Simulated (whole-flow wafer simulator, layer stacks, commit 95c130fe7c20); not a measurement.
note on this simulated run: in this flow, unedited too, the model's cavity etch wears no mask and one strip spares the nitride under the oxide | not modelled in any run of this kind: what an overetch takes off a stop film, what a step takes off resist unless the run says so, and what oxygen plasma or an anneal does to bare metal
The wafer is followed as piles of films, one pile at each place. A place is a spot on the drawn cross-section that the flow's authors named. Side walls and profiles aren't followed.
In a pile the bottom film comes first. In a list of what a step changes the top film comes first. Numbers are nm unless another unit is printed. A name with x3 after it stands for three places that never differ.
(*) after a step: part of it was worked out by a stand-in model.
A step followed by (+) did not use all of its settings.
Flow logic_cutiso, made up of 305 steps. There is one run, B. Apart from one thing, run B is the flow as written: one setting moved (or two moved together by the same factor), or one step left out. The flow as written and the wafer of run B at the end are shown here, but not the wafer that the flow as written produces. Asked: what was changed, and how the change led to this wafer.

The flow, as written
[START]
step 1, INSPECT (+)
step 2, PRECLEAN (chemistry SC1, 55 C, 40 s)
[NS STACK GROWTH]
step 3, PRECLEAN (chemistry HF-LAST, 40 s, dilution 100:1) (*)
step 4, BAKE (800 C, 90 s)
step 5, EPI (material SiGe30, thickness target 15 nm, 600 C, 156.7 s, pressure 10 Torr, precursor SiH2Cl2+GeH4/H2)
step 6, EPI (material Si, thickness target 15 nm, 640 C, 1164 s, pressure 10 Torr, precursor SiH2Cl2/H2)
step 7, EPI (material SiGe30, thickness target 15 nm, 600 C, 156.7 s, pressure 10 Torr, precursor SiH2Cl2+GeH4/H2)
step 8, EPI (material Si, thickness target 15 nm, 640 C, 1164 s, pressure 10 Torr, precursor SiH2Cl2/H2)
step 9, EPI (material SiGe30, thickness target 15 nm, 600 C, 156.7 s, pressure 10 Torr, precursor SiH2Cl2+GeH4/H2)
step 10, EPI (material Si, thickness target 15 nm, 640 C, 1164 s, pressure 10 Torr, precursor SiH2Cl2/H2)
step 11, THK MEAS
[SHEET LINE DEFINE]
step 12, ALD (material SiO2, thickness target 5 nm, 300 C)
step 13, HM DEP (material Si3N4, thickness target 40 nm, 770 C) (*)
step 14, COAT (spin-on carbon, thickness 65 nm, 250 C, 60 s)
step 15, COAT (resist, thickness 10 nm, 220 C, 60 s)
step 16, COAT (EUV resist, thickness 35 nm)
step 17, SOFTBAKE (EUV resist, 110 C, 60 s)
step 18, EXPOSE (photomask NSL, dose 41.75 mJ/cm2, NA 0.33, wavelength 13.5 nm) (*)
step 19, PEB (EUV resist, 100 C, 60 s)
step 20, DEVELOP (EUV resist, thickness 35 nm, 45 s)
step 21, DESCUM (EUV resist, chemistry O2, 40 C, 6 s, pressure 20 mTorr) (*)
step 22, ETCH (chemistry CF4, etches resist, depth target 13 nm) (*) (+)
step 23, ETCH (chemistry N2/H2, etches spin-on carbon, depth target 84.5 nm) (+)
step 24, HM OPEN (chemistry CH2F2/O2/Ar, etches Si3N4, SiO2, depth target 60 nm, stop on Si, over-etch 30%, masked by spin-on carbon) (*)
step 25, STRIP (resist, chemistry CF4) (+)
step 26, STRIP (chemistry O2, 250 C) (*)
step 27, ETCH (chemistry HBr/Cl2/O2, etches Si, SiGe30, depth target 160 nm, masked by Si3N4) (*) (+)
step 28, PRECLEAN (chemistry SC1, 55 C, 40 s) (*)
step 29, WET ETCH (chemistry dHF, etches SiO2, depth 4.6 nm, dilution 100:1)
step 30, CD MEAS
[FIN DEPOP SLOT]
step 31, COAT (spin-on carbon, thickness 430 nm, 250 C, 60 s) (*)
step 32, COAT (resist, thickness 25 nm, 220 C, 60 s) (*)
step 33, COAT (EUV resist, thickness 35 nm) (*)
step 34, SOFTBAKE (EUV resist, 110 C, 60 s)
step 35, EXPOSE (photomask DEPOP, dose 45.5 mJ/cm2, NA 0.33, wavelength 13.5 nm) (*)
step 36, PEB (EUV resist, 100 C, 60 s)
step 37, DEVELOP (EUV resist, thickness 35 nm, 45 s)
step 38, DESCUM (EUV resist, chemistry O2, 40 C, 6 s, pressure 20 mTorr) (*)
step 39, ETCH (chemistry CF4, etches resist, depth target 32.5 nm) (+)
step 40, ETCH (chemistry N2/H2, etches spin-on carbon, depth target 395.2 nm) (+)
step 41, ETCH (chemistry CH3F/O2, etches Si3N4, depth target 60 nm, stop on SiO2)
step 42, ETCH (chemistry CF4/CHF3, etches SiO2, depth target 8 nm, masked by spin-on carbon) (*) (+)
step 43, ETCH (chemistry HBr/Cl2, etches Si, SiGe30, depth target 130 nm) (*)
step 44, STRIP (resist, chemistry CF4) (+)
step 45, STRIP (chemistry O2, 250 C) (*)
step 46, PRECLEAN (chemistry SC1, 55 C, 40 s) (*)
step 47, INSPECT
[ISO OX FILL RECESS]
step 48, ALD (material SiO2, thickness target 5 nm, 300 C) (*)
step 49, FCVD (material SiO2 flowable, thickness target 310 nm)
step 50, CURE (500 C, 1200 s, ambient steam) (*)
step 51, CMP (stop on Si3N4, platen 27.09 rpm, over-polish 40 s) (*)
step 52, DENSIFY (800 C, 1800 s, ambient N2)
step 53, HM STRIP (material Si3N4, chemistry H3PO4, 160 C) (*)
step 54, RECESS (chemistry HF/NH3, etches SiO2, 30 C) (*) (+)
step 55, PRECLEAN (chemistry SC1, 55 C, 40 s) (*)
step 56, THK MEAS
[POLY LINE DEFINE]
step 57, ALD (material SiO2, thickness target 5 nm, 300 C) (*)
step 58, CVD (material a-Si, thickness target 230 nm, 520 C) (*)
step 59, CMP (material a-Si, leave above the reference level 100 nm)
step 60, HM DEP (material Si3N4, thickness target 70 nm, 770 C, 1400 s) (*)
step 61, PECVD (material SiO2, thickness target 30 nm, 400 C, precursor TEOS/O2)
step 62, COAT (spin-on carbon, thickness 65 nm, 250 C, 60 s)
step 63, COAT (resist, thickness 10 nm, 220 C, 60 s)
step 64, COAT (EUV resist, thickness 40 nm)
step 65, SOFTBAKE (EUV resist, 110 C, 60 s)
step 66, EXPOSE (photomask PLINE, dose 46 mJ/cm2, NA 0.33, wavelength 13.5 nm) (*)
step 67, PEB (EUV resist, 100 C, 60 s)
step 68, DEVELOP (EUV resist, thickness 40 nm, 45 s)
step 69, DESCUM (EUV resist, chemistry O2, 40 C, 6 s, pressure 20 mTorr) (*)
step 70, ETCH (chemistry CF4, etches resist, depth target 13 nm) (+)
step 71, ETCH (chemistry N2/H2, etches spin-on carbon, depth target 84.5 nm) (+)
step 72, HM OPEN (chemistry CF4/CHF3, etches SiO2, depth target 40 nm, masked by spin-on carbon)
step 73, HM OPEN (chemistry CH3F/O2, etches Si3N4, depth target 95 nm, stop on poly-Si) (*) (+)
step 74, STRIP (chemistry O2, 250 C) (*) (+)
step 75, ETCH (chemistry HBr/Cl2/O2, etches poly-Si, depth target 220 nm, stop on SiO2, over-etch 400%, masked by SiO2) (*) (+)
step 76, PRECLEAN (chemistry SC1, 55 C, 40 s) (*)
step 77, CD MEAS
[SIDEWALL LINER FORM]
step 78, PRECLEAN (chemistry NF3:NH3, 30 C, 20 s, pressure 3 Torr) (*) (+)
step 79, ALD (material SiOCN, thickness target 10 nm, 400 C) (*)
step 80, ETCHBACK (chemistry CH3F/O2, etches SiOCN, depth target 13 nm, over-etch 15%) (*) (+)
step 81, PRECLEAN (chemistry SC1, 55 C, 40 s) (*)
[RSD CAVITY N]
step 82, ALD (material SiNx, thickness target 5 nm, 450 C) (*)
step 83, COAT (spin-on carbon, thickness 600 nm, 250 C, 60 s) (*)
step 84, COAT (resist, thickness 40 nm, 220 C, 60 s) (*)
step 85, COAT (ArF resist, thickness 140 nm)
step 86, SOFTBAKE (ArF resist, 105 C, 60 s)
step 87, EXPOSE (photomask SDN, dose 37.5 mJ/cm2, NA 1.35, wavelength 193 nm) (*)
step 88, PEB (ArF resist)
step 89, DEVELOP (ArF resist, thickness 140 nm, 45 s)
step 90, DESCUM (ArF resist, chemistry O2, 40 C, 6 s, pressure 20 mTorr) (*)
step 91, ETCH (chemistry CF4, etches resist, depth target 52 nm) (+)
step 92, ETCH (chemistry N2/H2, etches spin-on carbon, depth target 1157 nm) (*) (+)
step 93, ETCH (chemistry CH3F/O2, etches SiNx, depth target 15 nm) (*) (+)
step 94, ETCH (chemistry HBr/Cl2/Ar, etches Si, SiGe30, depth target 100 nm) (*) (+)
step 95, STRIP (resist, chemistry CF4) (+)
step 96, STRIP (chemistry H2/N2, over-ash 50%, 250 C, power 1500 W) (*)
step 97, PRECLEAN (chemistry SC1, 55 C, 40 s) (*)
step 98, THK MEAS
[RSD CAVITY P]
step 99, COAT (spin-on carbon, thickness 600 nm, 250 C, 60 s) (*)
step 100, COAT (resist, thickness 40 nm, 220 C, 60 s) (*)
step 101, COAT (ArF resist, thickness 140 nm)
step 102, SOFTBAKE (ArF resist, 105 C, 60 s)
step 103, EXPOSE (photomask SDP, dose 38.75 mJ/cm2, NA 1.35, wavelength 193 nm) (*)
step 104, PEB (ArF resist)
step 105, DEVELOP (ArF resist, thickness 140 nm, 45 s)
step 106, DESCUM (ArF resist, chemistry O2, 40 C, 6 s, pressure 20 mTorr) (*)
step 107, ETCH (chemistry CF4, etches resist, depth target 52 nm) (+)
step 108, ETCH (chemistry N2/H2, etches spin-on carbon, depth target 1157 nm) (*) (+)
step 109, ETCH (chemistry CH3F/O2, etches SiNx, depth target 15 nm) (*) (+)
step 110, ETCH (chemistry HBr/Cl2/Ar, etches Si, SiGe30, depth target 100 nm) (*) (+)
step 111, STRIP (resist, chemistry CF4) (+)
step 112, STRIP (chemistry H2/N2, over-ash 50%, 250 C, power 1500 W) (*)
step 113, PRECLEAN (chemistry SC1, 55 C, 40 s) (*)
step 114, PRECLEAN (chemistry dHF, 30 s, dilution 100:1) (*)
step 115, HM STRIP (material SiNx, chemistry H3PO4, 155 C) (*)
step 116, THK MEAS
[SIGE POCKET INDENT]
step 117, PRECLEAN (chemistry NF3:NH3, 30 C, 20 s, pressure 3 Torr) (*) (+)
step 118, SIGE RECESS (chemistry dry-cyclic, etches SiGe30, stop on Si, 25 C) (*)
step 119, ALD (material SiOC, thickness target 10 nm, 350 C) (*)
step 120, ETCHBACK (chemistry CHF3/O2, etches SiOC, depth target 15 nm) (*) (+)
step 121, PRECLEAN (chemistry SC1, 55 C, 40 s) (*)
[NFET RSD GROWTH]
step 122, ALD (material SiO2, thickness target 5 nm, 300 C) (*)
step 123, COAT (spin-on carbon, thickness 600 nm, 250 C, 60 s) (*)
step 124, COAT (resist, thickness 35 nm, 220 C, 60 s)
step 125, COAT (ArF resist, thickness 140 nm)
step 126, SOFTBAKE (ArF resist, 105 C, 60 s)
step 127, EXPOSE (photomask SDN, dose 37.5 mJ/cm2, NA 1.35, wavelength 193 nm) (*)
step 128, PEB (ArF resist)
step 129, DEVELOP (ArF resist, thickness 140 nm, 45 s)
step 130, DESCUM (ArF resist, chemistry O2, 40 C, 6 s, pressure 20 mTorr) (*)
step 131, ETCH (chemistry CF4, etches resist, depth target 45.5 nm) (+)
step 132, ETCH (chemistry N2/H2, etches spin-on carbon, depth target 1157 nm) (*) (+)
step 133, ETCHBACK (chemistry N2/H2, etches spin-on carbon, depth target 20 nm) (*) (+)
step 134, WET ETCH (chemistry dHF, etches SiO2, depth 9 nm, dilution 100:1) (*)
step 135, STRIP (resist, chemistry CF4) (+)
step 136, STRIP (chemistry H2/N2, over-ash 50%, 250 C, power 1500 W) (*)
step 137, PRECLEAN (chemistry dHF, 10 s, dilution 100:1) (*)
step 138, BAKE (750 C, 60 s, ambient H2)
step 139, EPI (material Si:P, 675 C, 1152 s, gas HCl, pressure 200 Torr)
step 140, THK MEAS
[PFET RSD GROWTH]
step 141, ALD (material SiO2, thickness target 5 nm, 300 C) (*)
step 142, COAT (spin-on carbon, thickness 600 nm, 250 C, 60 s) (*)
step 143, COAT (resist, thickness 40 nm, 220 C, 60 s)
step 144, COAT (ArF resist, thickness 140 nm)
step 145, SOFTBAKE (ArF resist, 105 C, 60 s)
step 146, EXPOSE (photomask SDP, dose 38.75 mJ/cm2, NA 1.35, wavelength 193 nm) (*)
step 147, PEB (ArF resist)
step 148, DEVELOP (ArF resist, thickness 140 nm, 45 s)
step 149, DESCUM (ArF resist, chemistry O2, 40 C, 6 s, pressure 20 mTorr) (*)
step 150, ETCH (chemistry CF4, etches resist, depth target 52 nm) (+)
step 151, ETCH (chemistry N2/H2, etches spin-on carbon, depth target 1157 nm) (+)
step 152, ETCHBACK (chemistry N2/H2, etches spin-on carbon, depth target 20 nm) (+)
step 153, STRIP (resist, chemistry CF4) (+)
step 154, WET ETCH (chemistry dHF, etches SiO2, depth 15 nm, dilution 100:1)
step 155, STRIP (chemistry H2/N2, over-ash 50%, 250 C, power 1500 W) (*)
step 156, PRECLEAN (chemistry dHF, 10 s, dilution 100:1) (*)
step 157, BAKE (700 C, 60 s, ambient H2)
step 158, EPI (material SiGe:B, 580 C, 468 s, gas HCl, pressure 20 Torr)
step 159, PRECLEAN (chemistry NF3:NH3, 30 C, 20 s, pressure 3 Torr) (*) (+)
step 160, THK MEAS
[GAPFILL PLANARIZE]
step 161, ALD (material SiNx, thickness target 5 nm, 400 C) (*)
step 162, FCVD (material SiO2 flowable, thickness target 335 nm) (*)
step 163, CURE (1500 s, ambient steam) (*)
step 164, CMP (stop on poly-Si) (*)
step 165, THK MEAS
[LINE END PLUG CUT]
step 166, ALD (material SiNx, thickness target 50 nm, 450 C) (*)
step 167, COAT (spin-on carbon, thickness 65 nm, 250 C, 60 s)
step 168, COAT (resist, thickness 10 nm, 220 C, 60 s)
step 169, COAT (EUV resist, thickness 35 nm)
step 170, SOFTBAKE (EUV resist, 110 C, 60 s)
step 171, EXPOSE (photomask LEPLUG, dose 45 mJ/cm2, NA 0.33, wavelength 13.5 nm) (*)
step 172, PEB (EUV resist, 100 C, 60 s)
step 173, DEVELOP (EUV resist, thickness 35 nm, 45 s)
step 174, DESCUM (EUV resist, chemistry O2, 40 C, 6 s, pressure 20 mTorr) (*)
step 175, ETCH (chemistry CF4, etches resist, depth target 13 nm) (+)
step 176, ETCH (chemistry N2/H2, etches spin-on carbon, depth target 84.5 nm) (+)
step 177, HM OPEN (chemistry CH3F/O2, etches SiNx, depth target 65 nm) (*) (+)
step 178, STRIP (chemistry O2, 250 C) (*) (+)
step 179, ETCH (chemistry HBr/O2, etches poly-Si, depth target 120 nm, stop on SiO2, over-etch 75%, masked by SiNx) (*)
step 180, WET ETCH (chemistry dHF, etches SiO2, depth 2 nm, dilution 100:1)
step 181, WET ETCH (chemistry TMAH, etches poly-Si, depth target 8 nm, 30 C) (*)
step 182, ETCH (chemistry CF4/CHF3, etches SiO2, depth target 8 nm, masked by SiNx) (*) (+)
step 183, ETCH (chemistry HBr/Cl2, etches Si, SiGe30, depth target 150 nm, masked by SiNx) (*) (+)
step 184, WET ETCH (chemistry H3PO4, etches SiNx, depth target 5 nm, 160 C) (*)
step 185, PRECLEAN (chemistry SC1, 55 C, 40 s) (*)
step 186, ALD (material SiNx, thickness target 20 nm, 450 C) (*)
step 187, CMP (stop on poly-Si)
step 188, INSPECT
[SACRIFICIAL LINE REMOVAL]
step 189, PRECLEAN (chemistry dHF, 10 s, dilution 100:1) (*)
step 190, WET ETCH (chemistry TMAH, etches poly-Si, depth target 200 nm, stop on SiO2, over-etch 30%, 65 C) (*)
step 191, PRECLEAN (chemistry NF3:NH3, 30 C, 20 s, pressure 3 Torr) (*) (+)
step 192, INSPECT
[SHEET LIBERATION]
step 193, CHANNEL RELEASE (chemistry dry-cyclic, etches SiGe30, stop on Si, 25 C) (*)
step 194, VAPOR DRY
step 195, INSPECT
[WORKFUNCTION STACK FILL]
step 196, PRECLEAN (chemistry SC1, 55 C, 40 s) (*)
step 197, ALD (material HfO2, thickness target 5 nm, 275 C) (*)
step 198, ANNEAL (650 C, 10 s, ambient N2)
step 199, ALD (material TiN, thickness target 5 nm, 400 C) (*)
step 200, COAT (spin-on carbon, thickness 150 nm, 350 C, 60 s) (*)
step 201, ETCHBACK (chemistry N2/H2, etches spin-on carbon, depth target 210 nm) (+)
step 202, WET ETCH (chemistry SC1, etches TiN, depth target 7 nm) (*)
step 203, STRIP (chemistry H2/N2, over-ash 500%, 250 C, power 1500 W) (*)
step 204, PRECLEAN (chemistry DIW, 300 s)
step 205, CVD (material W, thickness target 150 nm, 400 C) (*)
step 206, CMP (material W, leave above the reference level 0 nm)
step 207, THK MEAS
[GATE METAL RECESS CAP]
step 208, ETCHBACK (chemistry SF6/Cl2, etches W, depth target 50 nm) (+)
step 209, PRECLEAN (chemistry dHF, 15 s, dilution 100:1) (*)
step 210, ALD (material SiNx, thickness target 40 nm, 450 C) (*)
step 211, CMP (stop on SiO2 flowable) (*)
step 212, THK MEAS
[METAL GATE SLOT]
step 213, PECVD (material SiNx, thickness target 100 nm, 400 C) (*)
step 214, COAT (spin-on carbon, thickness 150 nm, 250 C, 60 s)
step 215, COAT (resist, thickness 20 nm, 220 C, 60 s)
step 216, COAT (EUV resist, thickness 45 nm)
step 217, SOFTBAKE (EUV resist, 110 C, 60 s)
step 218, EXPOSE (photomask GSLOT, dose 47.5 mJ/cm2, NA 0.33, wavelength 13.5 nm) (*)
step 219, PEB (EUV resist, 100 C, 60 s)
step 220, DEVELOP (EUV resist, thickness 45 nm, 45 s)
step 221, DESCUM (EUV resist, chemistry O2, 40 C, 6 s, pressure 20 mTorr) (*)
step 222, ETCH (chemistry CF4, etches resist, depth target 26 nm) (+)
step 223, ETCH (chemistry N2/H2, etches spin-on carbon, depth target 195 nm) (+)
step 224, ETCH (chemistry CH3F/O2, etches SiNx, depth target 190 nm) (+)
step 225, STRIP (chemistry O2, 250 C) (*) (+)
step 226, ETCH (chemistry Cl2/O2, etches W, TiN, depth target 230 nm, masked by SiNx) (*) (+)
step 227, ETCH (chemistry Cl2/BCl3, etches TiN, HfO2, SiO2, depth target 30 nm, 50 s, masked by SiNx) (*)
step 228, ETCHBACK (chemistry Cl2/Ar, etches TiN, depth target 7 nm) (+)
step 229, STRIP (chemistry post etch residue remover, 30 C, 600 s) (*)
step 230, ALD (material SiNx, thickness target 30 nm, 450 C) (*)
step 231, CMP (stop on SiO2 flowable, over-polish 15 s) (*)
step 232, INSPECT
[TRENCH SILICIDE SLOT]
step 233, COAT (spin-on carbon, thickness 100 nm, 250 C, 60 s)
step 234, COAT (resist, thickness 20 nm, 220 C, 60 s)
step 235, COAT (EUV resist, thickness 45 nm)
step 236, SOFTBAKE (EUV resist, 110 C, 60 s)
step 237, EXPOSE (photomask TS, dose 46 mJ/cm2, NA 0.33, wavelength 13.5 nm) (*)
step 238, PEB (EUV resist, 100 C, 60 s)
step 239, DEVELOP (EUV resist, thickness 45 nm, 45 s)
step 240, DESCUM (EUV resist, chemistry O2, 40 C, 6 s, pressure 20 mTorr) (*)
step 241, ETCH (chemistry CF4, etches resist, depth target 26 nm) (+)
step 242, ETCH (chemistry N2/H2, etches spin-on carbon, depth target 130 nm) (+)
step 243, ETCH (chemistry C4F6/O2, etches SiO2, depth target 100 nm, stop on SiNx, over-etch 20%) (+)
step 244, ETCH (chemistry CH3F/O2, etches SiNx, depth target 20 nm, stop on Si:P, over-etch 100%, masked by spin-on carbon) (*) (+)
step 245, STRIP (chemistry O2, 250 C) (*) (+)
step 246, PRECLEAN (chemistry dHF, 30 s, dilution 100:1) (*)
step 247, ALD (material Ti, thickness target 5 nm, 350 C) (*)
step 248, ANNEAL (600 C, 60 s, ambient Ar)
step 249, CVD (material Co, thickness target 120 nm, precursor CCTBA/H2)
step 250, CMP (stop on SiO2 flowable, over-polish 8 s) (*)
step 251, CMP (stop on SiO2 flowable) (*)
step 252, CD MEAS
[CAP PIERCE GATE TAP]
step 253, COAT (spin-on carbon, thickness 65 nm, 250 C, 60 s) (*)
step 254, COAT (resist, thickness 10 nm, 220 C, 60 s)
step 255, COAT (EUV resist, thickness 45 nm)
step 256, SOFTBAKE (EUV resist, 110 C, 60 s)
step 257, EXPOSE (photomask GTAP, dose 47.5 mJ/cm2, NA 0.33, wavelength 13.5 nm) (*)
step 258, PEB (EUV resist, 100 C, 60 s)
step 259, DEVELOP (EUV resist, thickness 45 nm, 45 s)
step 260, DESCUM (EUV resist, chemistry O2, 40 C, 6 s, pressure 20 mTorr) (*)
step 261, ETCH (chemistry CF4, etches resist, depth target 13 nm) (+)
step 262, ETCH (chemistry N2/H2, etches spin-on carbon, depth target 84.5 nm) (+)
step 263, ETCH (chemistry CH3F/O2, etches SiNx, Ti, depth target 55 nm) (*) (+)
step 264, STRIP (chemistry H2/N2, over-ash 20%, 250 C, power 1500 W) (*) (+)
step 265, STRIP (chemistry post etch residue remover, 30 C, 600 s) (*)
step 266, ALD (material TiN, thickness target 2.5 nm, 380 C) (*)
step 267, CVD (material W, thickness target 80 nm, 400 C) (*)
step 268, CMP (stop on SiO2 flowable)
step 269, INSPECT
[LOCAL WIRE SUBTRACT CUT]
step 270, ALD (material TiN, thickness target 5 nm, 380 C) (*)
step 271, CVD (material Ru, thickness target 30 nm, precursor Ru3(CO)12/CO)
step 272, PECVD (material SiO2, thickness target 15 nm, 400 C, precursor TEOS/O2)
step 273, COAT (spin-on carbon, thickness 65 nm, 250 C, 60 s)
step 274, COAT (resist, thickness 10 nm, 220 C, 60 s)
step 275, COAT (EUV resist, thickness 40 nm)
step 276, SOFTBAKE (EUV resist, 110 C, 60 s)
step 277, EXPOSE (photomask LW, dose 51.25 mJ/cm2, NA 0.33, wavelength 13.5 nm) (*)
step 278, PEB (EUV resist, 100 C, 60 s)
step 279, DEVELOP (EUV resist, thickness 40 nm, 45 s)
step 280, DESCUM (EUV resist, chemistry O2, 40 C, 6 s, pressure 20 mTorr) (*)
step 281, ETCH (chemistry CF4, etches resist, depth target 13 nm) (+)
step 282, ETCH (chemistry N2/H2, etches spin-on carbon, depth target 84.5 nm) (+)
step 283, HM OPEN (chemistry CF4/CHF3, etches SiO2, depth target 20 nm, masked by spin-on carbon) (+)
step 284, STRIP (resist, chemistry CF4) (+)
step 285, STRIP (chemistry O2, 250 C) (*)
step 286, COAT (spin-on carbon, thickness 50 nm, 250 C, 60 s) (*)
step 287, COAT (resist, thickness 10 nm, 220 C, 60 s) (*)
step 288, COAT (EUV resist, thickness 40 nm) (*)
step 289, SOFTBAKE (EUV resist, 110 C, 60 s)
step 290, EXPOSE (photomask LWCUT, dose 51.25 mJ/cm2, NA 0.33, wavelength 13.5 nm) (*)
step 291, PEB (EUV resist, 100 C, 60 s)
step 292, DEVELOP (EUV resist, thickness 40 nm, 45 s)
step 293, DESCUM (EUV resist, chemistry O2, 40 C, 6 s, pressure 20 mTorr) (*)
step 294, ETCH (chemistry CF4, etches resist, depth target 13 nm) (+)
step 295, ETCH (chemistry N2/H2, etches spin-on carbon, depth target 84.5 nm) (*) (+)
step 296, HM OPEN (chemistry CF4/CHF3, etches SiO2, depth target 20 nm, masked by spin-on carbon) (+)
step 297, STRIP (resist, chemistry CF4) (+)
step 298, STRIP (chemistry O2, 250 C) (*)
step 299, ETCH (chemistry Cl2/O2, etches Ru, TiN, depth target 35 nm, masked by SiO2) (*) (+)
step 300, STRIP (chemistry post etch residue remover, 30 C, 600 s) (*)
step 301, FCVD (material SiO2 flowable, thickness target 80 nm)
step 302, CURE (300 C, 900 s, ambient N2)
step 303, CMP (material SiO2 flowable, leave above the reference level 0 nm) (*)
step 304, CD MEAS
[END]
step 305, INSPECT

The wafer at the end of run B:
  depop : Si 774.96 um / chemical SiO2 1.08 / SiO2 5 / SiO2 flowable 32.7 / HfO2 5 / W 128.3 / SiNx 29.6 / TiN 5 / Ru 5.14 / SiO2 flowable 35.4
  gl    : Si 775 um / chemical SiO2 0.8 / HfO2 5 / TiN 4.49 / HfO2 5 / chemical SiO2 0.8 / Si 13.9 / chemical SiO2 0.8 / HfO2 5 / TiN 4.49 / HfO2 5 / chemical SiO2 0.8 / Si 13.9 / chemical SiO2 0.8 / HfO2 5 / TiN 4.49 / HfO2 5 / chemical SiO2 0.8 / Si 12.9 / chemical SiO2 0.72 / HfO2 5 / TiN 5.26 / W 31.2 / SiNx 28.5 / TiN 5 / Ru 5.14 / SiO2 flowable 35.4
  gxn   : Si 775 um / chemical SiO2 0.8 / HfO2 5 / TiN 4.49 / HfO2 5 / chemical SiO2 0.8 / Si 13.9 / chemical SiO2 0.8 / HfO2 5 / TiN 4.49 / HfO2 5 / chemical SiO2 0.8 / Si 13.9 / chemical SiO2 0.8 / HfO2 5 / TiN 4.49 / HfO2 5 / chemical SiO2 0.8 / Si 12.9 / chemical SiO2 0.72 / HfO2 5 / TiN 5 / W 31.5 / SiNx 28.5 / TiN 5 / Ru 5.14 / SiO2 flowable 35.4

Cause: step 271, CVD: thickness target 40.5 nm was run, though the flow has thickness target 30 nm.

The path from the change to this, step by step:
  step 271, CVD (material Ru, thickness target 30 nm, precursor Ru3(CO)12/CO)
      depop, dpovl, gfld and 19 more: +40.5 Ru (new film) (in the flow as written it would be: +30 Ru (new film))
  step 299, ETCH (chemistry Cl2/O2, etches Ru, TiN, depth target 35 nm, masked by SiO2) (*) (+)
      depop, dpovl, gfld and 15 more: -35 Ru (in the flow as written it would be: -29.6 Ru (all of it), -5 TiN (all of it))
  step 301, FCVD (material SiO2 flowable, thickness target 80 nm)
      iso, rsdx: +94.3 SiO2 flowable (new film) (in the flow as written it would be: +94.2 SiO2 flowable)
If metal films that touch count as one body, depop has 2 bodies (between them, from the top down: SiNx 29.6); the flow as written gives 1 body.
If metal films that touch count as one body, gl has 5 bodies (between them, from the top down: SiNx 28.5; HfO2 5 / chemical SiO2 0.72 / Si 12.9 / chemical SiO2 0.8 / HfO2 5; HfO2 5 / chemical SiO2 0.8 / Si 13.9 / chemical SiO2 0.8 / HfO2 5; HfO2 5 / chemical SiO2 0.8 / Si 13.9 / chemical SiO2 0.8 / HfO2 5); the flow as written gives 4 bodies (between them, from the top down: HfO2 5 / chemical SiO2 0.72 / Si 12.9 / chemical SiO2 0.8 / HfO2 5; HfO2 5 / chemical SiO2 0.8 / Si 13.9 / chemical SiO2 0.8 / HfO2 5; HfO2 5 / chemical SiO2 0.8 / Si 13.9 / chemical SiO2 0.8 / HfO2 5).
If metal films that touch count as one body, gxn has 5 bodies (between them, from the top down: SiNx 28.5; HfO2 5 / chemical SiO2 0.72 / Si 12.9 / chemical SiO2 0.8 / HfO2 5; HfO2 5 / chemical SiO2 0.8 / Si 13.9 / chemical SiO2 0.8 / HfO2 5; HfO2 5 / chemical SiO2 0.8 / Si 13.9 / chemical SiO2 0.8 / HfO2 5); the flow as written gives 4 bodies (between them, from the top down: HfO2 5 / chemical SiO2 0.72 / Si 12.9 / chemical SiO2 0.8 / HfO2 5; HfO2 5 / chemical SiO2 0.8 / Si 13.9 / chemical SiO2 0.8 / HfO2 5; HfO2 5 / chemical SiO2 0.8 / Si 13.9 / chemical SiO2 0.8 / HfO2 5).
